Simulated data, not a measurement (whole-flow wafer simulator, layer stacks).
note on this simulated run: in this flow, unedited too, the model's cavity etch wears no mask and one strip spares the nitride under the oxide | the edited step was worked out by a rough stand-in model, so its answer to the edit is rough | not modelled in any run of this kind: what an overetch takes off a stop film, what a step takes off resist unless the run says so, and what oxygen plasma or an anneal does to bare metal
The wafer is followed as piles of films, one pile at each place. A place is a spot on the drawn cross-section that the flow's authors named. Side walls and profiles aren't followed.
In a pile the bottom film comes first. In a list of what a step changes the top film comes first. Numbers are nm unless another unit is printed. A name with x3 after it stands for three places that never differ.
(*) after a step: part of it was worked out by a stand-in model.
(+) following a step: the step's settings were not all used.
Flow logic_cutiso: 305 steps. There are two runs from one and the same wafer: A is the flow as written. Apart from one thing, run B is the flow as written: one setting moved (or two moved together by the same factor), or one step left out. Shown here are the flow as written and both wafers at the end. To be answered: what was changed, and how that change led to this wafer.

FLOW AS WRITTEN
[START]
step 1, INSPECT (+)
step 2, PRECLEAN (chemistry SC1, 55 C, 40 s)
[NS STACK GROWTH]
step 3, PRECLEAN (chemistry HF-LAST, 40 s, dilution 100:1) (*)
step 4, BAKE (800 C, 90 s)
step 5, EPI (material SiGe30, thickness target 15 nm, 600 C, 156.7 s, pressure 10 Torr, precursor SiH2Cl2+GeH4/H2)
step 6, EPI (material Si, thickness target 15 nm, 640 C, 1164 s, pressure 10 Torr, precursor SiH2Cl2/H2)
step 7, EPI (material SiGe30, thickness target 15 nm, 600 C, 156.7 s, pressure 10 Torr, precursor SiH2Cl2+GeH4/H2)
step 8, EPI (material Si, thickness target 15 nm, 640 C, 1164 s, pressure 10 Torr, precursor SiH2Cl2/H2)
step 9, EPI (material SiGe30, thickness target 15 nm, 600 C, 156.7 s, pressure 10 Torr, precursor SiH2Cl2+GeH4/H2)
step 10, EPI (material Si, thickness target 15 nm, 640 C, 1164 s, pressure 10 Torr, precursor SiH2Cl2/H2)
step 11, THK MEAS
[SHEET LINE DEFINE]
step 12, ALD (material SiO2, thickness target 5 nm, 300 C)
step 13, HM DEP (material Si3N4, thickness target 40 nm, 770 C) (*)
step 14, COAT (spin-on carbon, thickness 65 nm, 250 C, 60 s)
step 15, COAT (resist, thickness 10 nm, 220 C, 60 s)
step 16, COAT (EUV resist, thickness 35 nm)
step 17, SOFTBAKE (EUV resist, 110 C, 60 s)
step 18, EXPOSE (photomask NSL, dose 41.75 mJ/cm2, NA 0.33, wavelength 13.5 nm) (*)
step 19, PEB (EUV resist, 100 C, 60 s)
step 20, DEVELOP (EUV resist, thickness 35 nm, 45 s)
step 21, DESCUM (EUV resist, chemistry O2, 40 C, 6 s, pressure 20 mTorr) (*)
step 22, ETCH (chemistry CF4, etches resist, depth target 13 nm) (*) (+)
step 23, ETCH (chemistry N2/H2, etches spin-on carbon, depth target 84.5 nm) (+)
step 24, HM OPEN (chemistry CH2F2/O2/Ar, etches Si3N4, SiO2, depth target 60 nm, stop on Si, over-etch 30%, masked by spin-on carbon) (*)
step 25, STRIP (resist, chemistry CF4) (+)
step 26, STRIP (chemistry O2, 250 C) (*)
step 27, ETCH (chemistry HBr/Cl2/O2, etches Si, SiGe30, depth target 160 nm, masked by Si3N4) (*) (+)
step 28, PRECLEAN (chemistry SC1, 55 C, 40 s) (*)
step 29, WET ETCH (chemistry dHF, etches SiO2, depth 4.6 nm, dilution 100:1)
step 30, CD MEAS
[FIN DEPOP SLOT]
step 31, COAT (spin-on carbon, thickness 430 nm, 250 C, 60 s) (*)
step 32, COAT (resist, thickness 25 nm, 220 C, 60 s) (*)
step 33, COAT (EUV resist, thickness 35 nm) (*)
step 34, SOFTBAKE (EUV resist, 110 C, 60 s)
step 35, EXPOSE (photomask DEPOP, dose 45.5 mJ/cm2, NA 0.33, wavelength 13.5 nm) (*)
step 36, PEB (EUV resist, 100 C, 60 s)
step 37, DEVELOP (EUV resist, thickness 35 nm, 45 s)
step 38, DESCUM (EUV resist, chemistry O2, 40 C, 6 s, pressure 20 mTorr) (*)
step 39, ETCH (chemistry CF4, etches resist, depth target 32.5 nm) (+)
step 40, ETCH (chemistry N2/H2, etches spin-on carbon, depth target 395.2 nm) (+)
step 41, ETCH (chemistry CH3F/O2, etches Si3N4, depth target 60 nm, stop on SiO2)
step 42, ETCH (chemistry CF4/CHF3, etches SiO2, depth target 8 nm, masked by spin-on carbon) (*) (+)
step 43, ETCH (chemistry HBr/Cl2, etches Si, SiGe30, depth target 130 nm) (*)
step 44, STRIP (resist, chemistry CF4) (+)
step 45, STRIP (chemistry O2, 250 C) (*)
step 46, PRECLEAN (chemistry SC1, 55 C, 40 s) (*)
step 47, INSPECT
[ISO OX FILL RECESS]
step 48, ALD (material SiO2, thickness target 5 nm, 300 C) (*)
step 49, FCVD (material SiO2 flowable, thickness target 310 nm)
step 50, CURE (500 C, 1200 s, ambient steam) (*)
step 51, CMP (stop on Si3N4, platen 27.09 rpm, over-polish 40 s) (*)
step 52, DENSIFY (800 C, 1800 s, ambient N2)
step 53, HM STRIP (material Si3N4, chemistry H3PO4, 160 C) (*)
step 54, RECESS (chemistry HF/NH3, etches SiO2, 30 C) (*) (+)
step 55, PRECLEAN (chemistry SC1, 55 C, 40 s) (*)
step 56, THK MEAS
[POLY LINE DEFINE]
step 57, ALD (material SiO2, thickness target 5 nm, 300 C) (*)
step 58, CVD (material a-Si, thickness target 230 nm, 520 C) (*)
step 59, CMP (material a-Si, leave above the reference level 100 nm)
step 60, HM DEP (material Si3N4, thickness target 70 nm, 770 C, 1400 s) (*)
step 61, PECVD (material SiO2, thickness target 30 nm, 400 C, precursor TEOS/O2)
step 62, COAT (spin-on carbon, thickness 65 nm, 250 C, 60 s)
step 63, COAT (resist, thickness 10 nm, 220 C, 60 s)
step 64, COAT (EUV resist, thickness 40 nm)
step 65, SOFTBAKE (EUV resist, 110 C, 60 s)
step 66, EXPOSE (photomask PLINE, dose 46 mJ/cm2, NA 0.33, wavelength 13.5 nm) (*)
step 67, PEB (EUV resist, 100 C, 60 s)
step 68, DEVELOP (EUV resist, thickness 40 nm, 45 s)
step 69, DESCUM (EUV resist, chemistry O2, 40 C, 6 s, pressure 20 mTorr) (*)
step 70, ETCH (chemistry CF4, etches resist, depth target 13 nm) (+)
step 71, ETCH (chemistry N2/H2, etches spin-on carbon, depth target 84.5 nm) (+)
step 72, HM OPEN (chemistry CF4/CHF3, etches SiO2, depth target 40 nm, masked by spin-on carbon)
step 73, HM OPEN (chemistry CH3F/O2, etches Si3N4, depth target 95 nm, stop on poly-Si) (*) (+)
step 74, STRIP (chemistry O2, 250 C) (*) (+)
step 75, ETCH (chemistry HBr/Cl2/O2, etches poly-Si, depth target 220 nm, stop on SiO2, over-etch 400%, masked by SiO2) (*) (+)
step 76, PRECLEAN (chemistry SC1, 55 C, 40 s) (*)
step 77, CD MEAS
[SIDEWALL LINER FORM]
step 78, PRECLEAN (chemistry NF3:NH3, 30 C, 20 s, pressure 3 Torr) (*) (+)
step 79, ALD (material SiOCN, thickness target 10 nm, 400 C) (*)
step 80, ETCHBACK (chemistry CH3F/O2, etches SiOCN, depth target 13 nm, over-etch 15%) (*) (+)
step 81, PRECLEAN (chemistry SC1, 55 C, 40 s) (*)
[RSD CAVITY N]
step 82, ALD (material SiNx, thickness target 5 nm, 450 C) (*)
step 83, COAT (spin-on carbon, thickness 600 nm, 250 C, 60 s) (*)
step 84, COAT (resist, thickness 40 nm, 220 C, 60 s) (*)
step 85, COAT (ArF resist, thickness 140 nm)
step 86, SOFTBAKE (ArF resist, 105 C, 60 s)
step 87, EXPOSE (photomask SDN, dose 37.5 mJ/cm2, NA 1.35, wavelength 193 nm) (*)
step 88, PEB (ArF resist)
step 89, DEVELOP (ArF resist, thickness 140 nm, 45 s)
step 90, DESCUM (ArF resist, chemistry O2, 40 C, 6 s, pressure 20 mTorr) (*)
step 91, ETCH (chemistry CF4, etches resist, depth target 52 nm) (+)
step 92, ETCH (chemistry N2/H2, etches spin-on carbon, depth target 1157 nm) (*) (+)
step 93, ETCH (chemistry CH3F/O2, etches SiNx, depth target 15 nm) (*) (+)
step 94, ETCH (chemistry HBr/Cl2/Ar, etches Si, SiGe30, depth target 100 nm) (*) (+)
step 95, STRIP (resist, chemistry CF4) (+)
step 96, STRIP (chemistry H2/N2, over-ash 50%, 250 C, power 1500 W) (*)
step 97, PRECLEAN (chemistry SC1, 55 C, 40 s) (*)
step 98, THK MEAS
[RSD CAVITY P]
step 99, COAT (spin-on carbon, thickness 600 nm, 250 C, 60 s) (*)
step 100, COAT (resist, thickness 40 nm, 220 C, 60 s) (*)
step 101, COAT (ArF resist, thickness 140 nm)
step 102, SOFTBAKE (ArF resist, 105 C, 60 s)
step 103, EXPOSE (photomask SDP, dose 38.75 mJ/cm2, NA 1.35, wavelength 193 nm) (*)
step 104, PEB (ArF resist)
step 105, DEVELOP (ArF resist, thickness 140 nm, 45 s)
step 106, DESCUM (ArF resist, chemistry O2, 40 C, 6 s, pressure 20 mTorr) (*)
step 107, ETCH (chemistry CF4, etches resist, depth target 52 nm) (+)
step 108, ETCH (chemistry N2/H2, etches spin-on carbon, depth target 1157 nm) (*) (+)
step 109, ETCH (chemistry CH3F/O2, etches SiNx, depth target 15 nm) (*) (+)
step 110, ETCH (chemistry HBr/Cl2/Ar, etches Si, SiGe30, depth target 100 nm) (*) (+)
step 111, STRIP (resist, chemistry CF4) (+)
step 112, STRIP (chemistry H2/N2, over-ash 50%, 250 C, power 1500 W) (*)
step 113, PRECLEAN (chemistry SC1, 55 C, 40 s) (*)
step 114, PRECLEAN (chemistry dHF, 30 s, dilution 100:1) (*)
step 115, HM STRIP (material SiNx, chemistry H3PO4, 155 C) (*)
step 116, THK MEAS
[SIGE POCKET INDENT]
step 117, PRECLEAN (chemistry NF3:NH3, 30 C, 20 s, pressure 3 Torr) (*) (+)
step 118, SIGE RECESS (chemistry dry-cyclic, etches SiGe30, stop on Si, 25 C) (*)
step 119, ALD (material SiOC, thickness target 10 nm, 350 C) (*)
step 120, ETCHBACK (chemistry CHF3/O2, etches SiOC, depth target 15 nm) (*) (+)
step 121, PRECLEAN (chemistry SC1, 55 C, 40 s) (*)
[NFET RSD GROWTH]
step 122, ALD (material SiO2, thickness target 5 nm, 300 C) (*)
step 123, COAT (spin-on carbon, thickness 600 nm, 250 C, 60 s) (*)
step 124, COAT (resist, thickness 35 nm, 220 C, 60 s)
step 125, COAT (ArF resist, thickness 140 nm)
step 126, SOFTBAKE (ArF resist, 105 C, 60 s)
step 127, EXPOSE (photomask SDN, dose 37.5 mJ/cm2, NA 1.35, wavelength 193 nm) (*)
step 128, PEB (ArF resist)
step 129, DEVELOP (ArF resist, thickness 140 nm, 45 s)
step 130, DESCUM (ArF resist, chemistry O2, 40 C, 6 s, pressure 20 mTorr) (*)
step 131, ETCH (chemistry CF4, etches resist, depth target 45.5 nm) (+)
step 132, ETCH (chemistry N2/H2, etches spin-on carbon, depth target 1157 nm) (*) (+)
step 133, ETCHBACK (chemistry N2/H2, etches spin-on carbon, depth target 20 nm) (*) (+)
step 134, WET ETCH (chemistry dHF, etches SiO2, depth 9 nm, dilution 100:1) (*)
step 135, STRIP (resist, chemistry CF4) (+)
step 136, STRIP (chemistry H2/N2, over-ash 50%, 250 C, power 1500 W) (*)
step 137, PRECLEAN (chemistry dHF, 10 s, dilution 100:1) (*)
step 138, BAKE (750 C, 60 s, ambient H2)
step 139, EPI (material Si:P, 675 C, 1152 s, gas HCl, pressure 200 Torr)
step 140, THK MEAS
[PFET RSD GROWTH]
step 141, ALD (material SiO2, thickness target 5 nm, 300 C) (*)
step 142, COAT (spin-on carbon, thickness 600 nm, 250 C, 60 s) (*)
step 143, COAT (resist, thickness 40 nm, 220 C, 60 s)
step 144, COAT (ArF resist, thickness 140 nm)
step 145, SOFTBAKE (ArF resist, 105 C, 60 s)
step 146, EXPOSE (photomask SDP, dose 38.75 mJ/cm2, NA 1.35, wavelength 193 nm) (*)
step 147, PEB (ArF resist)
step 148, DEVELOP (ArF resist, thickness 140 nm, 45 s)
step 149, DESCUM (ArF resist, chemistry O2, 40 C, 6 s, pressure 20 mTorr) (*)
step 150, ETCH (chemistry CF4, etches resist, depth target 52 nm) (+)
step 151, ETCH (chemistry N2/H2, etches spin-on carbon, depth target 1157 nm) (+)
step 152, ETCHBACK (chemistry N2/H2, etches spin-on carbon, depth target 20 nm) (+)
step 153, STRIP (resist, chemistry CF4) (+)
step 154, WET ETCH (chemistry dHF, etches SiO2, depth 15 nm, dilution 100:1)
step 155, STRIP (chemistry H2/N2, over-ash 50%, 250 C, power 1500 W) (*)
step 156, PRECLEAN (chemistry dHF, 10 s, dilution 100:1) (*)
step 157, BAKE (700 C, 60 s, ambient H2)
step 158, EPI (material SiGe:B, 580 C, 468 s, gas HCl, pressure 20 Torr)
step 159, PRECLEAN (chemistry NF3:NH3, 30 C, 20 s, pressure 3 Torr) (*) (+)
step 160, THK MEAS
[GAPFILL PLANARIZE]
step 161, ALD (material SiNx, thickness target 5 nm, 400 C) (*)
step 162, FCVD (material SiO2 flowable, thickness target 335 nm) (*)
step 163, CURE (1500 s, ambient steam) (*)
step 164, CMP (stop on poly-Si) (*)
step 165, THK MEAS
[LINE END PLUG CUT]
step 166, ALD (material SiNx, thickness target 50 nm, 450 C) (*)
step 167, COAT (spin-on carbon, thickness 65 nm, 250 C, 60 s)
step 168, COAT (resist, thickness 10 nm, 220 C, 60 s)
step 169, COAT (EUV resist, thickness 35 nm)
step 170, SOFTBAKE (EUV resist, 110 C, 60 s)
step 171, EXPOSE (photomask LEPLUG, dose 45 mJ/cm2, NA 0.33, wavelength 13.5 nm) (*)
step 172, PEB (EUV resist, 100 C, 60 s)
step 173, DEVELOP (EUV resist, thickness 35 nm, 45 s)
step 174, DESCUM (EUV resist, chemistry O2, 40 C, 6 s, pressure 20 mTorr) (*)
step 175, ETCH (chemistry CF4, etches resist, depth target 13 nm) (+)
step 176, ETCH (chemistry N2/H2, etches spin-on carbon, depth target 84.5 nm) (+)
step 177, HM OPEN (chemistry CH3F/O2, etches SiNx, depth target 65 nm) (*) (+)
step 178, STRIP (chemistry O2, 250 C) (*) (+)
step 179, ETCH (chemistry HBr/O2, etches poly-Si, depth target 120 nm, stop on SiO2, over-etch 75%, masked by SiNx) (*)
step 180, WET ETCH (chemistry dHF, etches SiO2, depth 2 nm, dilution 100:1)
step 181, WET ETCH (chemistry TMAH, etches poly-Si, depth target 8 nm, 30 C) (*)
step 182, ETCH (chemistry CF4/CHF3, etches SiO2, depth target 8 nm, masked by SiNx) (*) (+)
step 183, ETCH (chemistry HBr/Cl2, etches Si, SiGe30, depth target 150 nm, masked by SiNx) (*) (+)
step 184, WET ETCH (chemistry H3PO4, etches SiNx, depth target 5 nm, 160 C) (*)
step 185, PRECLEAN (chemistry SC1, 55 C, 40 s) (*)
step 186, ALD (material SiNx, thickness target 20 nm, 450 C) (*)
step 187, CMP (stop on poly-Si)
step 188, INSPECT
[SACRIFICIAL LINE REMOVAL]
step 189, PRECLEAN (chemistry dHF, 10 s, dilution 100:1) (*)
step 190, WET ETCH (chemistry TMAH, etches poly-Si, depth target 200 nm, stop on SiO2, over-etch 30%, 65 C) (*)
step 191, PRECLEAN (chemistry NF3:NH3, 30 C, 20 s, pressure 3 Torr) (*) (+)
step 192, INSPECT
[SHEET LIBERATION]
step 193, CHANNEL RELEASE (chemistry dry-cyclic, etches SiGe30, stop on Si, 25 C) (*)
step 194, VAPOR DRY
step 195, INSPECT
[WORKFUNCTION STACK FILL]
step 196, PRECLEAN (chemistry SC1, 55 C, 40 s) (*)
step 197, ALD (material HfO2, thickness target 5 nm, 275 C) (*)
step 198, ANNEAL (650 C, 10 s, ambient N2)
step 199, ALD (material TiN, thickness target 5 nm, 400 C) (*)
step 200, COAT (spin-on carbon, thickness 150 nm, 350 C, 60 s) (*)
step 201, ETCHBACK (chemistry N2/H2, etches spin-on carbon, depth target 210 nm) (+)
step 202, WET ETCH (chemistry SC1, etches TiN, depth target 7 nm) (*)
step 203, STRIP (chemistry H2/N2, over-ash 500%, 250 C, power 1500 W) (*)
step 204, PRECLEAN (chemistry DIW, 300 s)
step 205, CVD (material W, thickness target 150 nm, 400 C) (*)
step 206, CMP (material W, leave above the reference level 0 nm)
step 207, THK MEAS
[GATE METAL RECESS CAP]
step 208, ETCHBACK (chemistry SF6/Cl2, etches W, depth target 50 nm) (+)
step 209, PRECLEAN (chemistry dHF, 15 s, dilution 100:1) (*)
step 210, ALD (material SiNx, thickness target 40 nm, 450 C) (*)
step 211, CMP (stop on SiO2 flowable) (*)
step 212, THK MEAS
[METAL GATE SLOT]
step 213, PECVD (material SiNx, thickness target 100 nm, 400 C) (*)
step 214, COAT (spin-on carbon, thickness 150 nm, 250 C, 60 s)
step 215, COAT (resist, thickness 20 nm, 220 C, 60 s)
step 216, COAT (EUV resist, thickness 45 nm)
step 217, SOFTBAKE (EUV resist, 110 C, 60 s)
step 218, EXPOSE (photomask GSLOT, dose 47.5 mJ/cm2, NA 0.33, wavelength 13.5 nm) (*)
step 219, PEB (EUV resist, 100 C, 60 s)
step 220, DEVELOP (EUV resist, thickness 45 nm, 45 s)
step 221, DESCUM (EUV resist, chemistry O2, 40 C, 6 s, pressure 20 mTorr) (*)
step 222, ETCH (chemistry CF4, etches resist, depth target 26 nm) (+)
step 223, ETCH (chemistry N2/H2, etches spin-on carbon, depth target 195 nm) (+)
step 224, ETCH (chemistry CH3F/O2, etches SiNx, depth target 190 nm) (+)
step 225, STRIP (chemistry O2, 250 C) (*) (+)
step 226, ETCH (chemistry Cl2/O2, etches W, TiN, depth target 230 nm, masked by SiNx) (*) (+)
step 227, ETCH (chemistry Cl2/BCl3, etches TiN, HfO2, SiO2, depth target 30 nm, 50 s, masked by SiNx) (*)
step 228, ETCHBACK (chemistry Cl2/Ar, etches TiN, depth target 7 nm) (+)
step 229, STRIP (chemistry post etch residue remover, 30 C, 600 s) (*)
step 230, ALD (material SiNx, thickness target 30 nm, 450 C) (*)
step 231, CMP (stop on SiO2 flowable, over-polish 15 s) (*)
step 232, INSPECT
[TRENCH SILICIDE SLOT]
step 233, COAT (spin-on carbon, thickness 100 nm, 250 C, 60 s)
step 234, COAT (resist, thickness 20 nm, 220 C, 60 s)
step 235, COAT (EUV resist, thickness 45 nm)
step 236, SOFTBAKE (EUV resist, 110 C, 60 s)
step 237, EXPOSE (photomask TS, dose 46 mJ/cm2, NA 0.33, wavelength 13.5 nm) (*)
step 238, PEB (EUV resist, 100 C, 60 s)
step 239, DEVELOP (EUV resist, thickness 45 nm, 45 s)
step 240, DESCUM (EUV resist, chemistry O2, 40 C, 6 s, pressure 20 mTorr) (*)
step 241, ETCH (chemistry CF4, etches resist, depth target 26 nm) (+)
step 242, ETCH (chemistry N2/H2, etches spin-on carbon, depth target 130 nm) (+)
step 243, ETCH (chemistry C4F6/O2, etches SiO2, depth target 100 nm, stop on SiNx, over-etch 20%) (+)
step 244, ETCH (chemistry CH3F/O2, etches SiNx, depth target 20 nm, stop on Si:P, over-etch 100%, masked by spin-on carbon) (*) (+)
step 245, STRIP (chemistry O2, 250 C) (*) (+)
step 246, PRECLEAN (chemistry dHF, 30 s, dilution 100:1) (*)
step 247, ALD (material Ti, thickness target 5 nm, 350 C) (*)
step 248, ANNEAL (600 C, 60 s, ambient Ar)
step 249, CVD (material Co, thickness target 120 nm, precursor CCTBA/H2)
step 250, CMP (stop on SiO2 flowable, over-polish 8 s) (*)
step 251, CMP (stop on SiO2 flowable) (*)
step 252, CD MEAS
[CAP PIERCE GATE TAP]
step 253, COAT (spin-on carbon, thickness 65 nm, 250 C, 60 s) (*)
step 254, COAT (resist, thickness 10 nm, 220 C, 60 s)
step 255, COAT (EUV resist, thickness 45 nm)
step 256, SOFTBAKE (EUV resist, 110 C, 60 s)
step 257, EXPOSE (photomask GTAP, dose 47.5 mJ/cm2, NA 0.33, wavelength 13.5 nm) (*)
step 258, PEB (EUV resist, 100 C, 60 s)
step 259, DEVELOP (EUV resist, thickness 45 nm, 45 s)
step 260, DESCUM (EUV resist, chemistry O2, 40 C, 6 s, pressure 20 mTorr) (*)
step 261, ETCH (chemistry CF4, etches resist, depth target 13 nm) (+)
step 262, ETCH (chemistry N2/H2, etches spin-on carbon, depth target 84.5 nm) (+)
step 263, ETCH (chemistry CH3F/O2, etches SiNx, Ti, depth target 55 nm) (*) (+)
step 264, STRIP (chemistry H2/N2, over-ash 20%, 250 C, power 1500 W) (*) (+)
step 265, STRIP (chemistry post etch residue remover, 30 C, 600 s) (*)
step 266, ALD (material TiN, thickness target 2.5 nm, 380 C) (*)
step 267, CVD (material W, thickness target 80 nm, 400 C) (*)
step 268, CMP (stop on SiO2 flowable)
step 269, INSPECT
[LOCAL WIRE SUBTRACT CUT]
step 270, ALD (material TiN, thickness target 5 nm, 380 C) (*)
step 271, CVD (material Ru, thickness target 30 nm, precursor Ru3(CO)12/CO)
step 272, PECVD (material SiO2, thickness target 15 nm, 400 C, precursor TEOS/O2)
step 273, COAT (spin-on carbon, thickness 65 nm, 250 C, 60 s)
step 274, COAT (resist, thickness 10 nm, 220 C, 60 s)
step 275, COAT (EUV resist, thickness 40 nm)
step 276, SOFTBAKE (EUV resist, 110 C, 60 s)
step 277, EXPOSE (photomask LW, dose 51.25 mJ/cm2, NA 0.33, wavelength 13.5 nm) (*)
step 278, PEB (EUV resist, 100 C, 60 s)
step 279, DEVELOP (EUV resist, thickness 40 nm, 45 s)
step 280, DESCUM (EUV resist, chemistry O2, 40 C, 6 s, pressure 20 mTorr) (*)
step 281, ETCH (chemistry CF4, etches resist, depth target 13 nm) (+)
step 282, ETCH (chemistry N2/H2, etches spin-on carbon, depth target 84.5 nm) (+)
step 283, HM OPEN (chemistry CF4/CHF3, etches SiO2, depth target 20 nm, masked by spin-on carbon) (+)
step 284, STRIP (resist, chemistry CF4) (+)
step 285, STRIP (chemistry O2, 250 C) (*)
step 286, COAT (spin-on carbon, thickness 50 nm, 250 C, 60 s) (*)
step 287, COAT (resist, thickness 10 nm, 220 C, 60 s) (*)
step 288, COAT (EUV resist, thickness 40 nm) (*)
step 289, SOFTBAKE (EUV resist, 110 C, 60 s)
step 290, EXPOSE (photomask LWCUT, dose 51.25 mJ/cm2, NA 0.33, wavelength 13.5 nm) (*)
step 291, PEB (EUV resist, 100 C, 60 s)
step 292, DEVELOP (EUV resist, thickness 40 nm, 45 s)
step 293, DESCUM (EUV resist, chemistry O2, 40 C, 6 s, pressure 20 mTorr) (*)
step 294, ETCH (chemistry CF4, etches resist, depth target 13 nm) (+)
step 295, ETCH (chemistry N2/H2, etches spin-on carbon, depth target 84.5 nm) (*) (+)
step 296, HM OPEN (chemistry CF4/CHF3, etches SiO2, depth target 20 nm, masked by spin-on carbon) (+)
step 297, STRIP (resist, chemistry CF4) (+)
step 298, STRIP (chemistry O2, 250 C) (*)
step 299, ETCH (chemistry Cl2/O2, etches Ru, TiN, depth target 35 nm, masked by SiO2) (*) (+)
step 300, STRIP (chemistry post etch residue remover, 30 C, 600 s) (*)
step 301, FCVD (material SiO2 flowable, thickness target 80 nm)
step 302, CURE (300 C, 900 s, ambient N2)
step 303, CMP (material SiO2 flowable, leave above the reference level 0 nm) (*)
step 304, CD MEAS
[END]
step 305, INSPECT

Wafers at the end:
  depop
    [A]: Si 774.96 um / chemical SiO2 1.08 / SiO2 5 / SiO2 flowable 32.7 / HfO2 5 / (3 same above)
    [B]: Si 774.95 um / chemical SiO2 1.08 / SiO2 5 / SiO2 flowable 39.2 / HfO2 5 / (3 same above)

The reason: step 43, ETCH: depth target 136.5 nm was run, while the flow as written has depth target 130 nm.

The path from the change to this, step by step:
  step 43, ETCH (chemistry HBr/Cl2, etches Si, SiGe30, depth target 130 nm) (*)
      dpovl, gl, glp and 16 more: A spin-on carbon loses 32 | B spin-on carbon loses 33.3
      depop: A Si loses 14 (all of it), SiGe30 loses 15 (all of it), Si loses 15 (all of it), SiGe30 loses 15 (all of it), Si loses 15 (all of it), SiGe30 loses 15 (all of it), Si loses 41 | B Si loses 14 (all of it), SiGe30 loses 15 (all of it), Si loses 15 (all of it), SiGe30 loses 15 (all of it), Si loses 15 (all of it), SiGe30 loses 15 (all of it), Si loses 47.5
      (also at 2 further places)
  step 45, STRIP (chemistry O2, 250 C) (*)
      dpovl: A chemical SiO2 gains 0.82 (new film), spin-on carbon loses 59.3 (all of it), Si loses 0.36 | B chemical SiO2 gains 0.82 (new film), spin-on carbon loses 58 (all of it), Si loses 0.36
